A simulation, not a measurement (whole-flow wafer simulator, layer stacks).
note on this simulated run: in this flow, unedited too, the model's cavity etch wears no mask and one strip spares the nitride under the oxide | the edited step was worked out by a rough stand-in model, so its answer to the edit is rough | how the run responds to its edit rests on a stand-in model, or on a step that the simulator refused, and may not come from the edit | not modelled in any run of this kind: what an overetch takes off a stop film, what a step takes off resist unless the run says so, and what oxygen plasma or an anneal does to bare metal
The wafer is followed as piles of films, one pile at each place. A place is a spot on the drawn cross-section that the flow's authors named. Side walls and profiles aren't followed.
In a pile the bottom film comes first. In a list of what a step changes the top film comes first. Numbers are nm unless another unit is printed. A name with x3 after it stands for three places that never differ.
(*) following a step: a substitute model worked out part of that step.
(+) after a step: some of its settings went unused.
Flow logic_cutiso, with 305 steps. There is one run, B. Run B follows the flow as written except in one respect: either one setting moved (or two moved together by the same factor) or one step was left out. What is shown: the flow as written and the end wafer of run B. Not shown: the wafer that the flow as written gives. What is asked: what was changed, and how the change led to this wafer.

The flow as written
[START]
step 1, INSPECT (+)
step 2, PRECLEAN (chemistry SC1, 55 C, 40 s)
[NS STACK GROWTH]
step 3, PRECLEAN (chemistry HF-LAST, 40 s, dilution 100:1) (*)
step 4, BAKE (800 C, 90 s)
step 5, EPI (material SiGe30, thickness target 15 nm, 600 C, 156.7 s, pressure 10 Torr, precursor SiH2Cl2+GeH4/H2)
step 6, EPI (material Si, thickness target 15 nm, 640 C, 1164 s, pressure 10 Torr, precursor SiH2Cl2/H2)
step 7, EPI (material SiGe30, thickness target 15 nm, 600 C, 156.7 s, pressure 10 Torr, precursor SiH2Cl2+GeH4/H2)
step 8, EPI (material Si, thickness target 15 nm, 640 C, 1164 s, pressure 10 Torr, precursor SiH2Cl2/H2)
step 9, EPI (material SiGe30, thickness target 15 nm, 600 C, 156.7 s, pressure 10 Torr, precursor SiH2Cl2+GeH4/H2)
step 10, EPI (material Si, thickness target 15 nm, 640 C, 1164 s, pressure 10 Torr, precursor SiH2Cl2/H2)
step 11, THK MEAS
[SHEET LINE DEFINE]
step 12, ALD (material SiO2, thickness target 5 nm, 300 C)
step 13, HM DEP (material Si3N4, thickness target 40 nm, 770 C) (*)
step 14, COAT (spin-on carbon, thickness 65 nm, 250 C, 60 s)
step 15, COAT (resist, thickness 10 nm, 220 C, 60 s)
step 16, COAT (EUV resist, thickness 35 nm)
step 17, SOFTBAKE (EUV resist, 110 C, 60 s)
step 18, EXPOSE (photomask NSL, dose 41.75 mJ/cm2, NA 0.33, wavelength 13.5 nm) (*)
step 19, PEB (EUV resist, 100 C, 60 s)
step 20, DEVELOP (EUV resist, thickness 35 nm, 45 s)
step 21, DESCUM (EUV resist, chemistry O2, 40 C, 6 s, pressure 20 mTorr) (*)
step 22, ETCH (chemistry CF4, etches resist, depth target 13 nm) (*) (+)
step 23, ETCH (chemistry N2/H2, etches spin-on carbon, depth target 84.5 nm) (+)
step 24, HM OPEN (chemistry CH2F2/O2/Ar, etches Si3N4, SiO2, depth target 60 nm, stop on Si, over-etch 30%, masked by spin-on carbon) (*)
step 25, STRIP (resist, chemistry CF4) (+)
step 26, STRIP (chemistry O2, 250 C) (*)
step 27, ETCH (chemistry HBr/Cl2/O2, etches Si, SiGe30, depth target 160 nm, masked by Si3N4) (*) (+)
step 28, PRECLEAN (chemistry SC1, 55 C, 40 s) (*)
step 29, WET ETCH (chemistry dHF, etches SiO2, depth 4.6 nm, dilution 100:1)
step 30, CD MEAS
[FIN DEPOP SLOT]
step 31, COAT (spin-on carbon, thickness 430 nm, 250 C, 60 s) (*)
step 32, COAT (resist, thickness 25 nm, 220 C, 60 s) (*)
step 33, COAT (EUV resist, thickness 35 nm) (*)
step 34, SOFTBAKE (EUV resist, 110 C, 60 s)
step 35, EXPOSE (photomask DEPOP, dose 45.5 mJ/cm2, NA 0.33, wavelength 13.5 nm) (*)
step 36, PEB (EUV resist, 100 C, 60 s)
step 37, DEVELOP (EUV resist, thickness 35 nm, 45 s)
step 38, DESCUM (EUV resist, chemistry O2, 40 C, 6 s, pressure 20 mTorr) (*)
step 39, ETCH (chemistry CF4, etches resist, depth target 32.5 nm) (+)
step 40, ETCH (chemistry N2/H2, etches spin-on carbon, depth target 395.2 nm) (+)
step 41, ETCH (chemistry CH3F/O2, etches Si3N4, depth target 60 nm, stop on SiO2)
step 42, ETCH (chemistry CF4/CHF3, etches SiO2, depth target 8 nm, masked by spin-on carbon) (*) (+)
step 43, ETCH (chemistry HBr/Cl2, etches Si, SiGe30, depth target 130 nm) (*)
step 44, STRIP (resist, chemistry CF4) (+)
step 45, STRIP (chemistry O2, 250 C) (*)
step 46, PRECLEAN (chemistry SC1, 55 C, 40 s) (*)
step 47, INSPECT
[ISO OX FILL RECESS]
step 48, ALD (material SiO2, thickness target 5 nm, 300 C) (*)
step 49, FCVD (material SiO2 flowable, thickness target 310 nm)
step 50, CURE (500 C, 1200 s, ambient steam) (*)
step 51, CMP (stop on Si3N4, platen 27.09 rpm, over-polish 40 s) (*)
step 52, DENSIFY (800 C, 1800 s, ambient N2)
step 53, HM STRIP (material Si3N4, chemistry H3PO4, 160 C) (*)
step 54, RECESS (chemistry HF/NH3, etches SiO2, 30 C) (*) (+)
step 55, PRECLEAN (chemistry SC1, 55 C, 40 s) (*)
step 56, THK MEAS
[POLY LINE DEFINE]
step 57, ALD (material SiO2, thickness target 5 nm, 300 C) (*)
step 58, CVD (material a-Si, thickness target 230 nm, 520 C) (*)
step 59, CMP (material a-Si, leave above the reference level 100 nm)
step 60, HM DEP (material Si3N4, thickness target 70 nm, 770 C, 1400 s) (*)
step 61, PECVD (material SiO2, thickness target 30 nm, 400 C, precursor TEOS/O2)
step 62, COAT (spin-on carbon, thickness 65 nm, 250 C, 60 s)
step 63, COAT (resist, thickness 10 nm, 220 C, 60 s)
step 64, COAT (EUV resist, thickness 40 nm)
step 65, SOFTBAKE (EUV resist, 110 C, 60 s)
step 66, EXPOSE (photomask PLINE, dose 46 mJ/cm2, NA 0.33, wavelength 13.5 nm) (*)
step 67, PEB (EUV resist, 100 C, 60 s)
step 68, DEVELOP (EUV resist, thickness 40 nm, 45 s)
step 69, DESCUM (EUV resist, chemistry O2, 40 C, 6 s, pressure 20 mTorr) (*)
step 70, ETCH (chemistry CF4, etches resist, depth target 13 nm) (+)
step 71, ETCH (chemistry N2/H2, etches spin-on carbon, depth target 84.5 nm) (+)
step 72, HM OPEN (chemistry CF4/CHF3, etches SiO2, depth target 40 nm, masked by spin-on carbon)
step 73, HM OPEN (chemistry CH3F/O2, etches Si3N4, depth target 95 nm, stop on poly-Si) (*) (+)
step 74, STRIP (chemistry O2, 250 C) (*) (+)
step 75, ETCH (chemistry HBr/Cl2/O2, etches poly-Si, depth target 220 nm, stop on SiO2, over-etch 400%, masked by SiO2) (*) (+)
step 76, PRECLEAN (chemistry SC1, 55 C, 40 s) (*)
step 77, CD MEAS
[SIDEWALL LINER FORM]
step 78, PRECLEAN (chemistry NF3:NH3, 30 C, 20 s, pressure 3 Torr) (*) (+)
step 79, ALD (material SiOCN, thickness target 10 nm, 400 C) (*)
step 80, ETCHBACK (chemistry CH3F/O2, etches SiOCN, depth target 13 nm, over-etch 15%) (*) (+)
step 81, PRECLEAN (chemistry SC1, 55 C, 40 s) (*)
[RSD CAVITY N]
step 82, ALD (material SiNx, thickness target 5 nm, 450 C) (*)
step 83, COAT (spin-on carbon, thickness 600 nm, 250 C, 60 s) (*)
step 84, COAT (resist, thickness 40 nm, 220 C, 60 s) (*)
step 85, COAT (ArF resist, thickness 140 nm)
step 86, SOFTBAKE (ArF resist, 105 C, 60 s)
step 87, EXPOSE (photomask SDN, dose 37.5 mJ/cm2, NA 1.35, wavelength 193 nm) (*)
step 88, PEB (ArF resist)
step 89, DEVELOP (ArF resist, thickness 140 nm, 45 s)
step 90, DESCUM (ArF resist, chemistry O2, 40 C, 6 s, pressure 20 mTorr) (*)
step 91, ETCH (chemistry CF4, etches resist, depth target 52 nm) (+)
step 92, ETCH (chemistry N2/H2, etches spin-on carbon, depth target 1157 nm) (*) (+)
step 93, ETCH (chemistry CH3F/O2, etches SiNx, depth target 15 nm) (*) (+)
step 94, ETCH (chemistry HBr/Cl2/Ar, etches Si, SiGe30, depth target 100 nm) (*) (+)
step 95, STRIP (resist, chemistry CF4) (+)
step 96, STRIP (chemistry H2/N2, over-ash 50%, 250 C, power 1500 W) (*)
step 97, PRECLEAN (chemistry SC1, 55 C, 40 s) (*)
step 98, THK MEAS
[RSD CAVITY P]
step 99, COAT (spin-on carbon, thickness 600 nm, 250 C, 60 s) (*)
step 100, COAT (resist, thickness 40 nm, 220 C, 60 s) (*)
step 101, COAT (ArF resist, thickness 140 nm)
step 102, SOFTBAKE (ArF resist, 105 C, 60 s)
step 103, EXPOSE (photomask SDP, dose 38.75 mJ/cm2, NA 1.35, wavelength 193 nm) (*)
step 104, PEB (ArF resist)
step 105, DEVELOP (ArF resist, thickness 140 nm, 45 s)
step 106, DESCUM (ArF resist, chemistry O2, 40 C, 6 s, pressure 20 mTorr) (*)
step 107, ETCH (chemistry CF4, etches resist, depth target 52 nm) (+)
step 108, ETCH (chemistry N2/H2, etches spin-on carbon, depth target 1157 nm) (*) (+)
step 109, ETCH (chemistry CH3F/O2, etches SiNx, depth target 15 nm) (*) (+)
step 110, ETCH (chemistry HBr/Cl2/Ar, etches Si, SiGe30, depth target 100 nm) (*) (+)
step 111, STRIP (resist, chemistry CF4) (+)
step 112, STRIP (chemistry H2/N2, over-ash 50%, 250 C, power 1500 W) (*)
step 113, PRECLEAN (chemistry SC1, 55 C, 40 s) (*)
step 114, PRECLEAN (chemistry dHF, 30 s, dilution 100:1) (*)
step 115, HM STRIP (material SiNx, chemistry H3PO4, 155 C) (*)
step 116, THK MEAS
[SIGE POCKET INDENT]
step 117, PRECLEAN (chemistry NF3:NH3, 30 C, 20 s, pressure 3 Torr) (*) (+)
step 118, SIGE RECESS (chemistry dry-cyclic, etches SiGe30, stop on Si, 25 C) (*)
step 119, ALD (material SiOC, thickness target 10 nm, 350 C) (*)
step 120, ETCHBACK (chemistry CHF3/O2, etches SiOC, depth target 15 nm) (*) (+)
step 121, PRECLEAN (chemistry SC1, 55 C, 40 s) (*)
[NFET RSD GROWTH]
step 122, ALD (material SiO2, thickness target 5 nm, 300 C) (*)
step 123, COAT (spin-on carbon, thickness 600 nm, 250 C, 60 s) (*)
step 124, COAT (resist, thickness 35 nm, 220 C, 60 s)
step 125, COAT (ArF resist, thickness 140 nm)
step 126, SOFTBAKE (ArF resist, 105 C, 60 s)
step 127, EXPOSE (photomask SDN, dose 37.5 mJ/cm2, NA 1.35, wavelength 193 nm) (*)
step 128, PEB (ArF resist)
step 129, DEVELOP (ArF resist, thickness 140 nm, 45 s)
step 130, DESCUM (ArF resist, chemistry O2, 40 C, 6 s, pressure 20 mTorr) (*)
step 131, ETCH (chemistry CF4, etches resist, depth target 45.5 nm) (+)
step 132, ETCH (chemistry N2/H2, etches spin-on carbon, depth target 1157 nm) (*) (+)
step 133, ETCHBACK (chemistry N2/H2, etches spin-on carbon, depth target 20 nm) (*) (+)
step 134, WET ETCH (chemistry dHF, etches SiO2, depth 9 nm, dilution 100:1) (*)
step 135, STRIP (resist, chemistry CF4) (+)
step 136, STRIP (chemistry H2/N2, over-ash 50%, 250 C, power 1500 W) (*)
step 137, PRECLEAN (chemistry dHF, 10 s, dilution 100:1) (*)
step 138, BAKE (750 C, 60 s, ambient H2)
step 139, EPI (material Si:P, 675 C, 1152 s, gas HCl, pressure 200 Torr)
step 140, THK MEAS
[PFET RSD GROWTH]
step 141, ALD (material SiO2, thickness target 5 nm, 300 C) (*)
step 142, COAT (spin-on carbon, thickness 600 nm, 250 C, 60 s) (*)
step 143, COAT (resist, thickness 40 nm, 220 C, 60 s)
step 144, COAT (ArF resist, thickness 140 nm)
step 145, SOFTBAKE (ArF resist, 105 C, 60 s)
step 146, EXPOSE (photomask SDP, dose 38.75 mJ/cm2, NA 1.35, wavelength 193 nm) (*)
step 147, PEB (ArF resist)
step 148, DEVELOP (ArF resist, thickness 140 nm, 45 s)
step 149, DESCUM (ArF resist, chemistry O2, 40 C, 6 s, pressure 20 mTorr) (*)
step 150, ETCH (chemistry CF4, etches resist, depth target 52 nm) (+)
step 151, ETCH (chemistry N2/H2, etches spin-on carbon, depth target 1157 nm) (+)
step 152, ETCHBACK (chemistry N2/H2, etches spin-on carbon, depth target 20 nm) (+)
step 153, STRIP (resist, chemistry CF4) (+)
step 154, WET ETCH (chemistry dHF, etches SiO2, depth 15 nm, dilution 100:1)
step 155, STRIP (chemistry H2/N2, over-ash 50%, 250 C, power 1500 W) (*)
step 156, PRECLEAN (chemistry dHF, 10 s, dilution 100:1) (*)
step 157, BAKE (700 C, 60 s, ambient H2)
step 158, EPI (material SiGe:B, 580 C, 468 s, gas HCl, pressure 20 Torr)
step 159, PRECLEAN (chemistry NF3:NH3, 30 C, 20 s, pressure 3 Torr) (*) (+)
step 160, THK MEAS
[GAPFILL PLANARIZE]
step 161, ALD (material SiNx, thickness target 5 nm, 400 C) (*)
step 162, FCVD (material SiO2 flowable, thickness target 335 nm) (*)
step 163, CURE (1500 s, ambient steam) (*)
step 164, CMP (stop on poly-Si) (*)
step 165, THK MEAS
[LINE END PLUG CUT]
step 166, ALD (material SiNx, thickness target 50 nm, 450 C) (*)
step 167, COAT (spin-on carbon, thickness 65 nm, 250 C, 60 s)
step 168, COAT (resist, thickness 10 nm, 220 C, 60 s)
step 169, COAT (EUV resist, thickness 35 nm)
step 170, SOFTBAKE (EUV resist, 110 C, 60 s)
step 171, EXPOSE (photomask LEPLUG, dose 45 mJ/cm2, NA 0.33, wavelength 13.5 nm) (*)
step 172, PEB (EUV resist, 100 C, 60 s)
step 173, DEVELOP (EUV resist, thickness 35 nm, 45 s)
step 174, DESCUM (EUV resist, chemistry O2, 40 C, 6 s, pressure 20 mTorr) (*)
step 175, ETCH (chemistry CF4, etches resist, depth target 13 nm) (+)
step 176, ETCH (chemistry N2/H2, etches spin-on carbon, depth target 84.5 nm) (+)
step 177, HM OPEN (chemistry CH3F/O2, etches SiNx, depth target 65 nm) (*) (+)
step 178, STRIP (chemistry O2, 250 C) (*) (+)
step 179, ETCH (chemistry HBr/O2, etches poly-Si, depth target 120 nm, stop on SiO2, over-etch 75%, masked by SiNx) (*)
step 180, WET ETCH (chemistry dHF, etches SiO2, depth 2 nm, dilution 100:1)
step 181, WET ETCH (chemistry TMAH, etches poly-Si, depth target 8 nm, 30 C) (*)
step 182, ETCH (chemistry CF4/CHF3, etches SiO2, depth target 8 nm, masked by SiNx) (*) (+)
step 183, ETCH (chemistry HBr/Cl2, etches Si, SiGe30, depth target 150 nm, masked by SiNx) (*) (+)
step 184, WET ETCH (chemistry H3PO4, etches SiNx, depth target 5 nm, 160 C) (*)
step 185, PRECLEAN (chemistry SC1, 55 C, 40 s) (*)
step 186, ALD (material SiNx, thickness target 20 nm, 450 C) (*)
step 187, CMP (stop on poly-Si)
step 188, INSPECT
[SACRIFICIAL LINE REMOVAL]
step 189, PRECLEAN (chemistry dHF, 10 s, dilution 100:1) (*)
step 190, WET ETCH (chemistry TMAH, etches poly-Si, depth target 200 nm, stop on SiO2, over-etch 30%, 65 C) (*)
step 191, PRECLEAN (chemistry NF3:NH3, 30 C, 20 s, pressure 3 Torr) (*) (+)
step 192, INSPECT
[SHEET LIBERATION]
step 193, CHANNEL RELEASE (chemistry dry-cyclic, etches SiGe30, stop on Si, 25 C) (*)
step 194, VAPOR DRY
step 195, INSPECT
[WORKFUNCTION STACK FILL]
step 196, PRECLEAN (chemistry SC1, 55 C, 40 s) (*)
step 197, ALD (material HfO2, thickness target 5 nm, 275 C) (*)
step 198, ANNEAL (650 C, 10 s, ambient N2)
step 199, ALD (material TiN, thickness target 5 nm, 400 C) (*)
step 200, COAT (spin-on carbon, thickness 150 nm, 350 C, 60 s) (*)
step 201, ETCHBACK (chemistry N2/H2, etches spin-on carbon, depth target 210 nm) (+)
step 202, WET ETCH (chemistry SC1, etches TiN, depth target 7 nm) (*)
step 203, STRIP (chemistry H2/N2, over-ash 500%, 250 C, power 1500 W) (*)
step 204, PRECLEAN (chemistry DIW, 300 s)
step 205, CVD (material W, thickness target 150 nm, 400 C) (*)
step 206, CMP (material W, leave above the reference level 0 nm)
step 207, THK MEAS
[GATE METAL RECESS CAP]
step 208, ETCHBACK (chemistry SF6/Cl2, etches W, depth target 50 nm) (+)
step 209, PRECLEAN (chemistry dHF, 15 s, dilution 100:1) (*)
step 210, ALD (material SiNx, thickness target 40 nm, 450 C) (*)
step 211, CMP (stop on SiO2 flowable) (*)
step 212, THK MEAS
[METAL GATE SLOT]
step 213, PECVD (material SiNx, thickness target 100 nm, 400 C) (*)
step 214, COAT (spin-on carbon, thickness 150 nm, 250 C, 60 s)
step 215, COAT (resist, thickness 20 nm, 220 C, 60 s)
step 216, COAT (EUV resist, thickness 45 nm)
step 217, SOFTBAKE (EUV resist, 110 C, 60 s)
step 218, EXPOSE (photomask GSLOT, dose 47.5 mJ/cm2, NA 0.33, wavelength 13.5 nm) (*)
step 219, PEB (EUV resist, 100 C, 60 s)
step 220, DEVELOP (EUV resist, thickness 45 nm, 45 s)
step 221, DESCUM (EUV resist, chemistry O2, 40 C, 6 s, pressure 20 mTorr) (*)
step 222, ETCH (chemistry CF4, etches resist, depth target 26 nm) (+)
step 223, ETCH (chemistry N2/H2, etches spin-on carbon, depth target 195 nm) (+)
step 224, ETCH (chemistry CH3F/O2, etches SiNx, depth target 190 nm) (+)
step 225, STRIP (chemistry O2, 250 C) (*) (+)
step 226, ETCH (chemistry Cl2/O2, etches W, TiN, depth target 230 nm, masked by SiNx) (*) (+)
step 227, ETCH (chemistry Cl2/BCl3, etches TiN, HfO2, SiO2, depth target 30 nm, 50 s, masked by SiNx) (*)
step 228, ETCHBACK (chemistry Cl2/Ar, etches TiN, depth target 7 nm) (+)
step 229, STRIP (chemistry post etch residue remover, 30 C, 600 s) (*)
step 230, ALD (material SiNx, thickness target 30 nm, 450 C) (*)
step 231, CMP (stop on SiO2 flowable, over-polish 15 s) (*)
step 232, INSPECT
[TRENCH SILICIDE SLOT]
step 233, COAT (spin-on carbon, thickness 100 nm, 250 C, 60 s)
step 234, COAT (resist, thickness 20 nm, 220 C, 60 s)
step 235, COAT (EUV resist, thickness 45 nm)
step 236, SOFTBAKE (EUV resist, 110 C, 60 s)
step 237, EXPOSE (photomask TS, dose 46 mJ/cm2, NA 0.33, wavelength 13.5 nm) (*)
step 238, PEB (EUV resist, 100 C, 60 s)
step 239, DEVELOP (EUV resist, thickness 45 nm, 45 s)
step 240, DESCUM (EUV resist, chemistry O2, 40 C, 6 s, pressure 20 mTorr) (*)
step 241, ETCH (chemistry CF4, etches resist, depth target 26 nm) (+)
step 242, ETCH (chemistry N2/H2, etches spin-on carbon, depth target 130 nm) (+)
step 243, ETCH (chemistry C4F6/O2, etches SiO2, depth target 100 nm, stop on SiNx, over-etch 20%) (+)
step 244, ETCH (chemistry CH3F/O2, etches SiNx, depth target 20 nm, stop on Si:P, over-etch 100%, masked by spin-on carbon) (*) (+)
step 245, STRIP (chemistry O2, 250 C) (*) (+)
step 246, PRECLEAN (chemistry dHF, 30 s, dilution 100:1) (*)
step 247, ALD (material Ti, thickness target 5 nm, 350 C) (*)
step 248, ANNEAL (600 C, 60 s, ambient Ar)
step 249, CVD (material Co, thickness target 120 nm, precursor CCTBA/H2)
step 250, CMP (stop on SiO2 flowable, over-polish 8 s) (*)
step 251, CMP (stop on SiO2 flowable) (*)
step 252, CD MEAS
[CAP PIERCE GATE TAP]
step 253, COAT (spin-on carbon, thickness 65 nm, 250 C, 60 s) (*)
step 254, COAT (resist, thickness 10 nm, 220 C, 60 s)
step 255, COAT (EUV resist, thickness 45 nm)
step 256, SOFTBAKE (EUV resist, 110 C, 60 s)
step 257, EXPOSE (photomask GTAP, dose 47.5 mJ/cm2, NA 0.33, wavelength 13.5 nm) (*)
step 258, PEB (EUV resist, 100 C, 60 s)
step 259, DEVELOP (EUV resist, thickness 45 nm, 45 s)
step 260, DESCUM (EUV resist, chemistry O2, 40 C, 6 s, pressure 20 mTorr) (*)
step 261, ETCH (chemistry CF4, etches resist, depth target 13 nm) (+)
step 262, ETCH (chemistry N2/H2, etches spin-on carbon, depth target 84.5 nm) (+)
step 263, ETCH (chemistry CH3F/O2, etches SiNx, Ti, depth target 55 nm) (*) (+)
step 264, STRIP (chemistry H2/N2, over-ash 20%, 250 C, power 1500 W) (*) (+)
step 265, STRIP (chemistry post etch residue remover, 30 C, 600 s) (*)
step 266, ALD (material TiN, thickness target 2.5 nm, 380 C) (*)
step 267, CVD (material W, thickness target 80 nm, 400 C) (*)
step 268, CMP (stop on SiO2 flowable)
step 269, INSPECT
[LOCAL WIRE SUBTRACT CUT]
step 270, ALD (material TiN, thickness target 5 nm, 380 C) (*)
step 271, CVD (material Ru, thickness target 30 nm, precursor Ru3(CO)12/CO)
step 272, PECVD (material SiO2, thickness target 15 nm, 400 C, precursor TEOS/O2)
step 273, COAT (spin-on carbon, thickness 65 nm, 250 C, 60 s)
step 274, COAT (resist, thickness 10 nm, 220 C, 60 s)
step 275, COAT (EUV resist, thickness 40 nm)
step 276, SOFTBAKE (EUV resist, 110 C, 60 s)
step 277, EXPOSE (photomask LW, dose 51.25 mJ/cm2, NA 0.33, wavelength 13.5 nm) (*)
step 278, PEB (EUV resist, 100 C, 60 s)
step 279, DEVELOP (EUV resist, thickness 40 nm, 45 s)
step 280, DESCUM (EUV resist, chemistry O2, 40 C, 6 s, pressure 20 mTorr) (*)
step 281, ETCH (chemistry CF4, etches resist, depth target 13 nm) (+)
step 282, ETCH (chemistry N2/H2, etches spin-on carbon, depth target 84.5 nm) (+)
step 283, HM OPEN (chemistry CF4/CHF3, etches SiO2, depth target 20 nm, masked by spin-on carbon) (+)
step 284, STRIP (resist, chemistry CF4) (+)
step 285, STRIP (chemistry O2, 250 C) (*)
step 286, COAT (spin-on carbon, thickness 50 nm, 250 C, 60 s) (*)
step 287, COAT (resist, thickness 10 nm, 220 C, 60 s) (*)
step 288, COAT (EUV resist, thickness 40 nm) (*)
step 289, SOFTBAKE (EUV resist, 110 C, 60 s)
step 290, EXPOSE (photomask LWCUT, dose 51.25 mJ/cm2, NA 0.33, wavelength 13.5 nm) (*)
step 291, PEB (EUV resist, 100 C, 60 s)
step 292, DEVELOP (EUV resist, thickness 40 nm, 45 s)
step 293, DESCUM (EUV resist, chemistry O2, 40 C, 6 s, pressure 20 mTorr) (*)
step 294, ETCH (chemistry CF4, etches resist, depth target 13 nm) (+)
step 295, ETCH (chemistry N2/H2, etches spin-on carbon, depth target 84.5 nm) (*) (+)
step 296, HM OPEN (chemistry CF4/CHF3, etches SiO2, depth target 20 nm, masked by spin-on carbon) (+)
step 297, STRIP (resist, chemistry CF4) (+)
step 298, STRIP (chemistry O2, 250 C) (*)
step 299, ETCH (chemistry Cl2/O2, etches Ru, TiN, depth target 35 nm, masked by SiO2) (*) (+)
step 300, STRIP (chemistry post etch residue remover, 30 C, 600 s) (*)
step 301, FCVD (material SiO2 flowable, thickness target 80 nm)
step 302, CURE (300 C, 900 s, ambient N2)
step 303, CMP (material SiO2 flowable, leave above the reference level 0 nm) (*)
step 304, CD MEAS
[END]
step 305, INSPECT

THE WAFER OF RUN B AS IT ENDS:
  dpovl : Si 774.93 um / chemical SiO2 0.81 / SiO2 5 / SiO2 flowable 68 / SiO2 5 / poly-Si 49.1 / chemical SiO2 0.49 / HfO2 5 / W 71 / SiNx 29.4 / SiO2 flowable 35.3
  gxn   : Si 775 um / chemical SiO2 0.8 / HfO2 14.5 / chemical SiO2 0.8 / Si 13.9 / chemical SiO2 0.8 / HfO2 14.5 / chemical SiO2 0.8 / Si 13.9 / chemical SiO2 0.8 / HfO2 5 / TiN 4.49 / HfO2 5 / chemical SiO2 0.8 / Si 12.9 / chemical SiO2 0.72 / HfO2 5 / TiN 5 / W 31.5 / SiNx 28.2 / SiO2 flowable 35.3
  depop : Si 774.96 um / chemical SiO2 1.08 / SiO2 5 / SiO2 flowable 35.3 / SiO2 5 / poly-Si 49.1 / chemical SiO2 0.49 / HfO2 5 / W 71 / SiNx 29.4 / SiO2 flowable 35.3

Cause: step 190, WET ETCH: depth target 140 nm was run, though the flow has depth target 200 nm.

The path from the change to this, step by step:
  step 190, WET ETCH (chemistry TMAH, etches poly-Si, depth target 200 nm, stop on SiO2, over-etch 30%, 65 C) (*)
      depop, dpovl, gfld, gxf, isow, nsgap: -140 poly-Si (it would be, as written: -189.4 poly-Si (all of it))
  step 191, PRECLEAN (chemistry NF3:NH3, 30 C, 20 s, pressure 3 Torr) (*) (+)
      depop, dpovl, gfld, gxf, isow, nsgap: nothing (it would be, as written: -5 SiO2 (all of it), -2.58 SiO2 flowable)
  step 197, ALD (material HfO2, thickness target 5 nm, 275 C) (*)
      gxn, gxp: +5 HfO2 (new film), +5 HfO2 (new film), -10 cavity, +5 HfO2 (new film), +14.5 HfO2 (new film), -14.5 cavity (all of it), +14.5 HfO2 (new film), -14.5 cavity (all of it) (it would be, as written: +5 HfO2 (new film), +5 HfO2 (new film), -10 cavity, +5 HfO2 (new film), +5 HfO2 (new film), -10 cavity, +5 HfO2 (new film), +5 HfO2 (new film), -10 cavity, +5 HfO2 (new film))
      gxf: +5 HfO2 (new film) (it would be, as written: +7.7 HfO2 (new film))
  step 199, ALD (material TiN, thickness target 5 nm, 400 C) (*)
      gxn, gxp: +5 TiN (new film), +4.49 TiN (new film), -4.49 cavity (all of it) (it would be, as written: +5 TiN (new film), +4.49 TiN (new film), -4.49 cavity (all of it), +4.49 TiN (new film), -4.49 cavity (all of it), +4.49 TiN (new film), -4.49 cavity (all of it))
      gfld: +5 TiN (new film) (it would be, as written: +7.64 TiN (new film))
  step 200, COAT (spin-on carbon, thickness 150 nm, 350 C, 60 s) (*)
      depop: +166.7 spin-on carbon (new film) (it would be, as written: +194.7 spin-on carbon (new film))
      dpovl: +166.8 spin-on carbon (new film) (it would be, as written: +194.8 spin-on carbon (new film))
      (also at 5 further places)
  step 201, ETCHBACK (chemistry N2/H2, etches spin-on carbon, depth target 210 nm) (+)
      depop: -166.7 spin-on carbon (all of it) (it would be, as written: -194.7 spin-on carbon (all of it))
      dpovl: -166.8 spin-on carbon (all of it) (it would be, as written: -194.8 spin-on carbon (all of it))
      (also at 3 further places)
  step 203, STRIP (chemistry H2/N2, over-ash 500%, 250 C, power 1500 W) (*)
      gl, glp: -27.9 spin-on carbon (all of it) (it would be, as written: -26.7 spin-on carbon (all of it))
      gxn, gxp: -28 spin-on carbon (all of it) (it would be, as written: -26.8 spin-on carbon (all of it))
      (also at 3 further places)
  step 205, CVD (material W, thickness target 150 nm, 400 C) (*)
      depop, dpovl, isow, nsgap: +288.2 W (new film) (it would be, as written: +345.5 W (new film))
      gfld: +283.2 W (new film) (it would be, as written: +337.9 W (new film))
      (also at 1 further place)
  step 226, ETCH (chemistry Cl2/O2, etches W, TiN, depth target 230 nm, masked by SiNx) (*) (+)
      depop, dpovl, gl and 18 more: -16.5 SiNx (it would be, as written: -30.8 SiNx)
      gfld: -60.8 W (all of it), -5 TiN (all of it), -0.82 HfO2 (it would be, as written: -115.4 W (all of it), -7.64 TiN (all of it), -1.54 HfO2)
  step 227, ETCH (chemistry Cl2/BCl3, etches TiN, HfO2, SiO2, depth target 30 nm, 50 s, masked by SiNx) (*)
      gfld: -4.18 HfO2 (all of it), -0.49 chemical SiO2 (all of it), -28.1 poly-Si (it would be, as written: -3.46 HfO2 (all of it), -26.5 SiO2 flowable)
  step 228, ETCHBACK (chemistry Cl2/Ar, etches TiN, depth target 7 nm) (+)
      gfld: -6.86 poly-Si (it would be, as written: -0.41 SiO2 flowable)
  step 230, ALD (material SiNx, thickness target 30 nm, 450 C) (*)
      gfld: +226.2 SiNx (new film) (it would be, as written: +260.6 SiNx (new film))
  step 231, CMP (stop on SiO2 flowable, over-polish 15 s) (*)
      depop, dpovl, gl and 9 more: -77 SiNx (it would be, as written: -62.7 SiNx)
      lnr, lnri, lnrp, lnrt: -75.3 SiNx (all of it), -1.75 SiOCN (it would be, as written: -61 SiNx (all of it), -1.75 SiOCN)
      (also at 6 further places)
With metal films that touch counted as one body, gxn has 2 bodies (between them, from the top down: HfO2 5 / chemical SiO2 0.72 / Si 12.9 / chemical SiO2 0.8 / HfO2 5); the flow as written gives 4 bodies (between them, from the top down: HfO2 5 / chemical SiO2 0.72 / Si 12.9 / chemical SiO2 0.8 / HfO2 5; HfO2 5 / chemical SiO2 0.8 / Si 13.9 / chemical SiO2 0.8 / HfO2 5; HfO2 5 / chemical SiO2 0.8 / Si 13.9 / chemical SiO2 0.8 / HfO2 5).
